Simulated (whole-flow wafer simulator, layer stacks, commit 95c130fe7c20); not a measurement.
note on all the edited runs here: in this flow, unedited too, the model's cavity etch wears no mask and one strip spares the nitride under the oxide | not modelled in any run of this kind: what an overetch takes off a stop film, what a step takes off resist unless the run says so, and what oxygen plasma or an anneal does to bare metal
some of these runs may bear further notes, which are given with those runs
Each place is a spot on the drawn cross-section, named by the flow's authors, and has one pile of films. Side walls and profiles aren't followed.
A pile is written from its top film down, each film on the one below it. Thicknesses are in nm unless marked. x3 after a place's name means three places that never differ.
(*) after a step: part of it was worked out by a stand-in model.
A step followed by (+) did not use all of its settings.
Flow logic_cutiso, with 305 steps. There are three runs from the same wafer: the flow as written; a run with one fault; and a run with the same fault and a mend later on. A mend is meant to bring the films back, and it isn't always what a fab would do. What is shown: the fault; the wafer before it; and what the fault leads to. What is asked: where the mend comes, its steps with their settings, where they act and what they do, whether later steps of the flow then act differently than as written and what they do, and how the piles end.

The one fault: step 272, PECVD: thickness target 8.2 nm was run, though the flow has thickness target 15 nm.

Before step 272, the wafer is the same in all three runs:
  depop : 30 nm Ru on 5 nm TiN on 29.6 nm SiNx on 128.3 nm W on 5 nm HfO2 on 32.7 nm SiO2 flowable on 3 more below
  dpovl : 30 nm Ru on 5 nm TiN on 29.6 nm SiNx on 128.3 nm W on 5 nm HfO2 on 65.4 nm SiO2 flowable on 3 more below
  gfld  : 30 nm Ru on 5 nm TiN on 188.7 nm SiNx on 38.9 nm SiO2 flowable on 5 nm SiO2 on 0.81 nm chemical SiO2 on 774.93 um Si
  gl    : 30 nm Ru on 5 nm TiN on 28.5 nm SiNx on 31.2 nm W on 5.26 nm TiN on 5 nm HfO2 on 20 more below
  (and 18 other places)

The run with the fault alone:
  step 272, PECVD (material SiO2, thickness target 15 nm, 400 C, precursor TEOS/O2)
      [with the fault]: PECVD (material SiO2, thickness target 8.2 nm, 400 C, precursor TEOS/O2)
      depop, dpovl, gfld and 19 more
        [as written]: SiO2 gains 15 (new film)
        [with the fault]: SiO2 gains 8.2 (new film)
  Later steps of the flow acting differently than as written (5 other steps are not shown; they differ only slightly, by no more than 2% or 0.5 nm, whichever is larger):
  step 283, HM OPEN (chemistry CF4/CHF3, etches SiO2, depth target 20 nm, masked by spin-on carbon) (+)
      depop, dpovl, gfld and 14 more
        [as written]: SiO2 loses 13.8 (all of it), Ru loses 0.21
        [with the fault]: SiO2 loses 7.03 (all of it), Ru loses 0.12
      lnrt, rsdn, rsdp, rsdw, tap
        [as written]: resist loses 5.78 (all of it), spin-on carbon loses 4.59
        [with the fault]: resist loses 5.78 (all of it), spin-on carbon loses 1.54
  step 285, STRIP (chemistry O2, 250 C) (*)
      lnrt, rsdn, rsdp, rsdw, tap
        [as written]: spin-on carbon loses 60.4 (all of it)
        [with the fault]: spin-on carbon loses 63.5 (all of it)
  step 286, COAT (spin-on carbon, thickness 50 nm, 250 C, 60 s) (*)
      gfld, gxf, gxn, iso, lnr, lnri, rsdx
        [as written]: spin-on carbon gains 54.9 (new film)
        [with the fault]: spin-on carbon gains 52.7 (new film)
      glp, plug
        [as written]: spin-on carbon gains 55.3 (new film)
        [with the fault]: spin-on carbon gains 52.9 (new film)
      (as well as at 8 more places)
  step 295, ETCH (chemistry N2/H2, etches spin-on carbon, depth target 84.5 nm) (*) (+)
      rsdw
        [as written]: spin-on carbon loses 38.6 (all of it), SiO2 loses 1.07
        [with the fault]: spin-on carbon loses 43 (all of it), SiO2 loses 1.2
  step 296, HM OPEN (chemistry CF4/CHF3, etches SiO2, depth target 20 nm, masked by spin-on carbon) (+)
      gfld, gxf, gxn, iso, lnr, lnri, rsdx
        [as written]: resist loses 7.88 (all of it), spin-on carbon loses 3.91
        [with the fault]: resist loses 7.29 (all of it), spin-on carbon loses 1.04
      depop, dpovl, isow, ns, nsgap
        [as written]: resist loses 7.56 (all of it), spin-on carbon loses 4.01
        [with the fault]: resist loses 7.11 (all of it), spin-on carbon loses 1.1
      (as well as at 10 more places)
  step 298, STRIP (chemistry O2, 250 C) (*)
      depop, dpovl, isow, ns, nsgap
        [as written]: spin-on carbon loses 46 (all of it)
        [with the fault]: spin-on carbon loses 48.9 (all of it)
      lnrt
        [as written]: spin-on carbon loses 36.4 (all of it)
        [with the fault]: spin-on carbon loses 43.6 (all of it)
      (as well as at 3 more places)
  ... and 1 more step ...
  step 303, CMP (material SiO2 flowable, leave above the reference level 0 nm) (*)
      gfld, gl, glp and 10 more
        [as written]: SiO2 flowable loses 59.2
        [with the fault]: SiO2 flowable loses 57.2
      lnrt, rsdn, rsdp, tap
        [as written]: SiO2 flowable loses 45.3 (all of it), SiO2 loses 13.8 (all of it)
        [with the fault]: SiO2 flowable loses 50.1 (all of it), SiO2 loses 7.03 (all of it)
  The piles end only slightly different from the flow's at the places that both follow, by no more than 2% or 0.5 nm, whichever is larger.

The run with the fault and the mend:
  The mend follows step 272.
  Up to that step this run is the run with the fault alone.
  step 272a, PECVD (material SiO2, thickness target 6.8 nm, 400 C, precursor TEOS/O2) (a further turn of the flow's step 272, with different settings)
      depop, dpovl, gfld and 19 more
        SiO2 gains 6.8
  None of the later steps of the flow acts differently than as written at any place that is followed.
  By the end, the piles equal the flow's at every place that both follow.
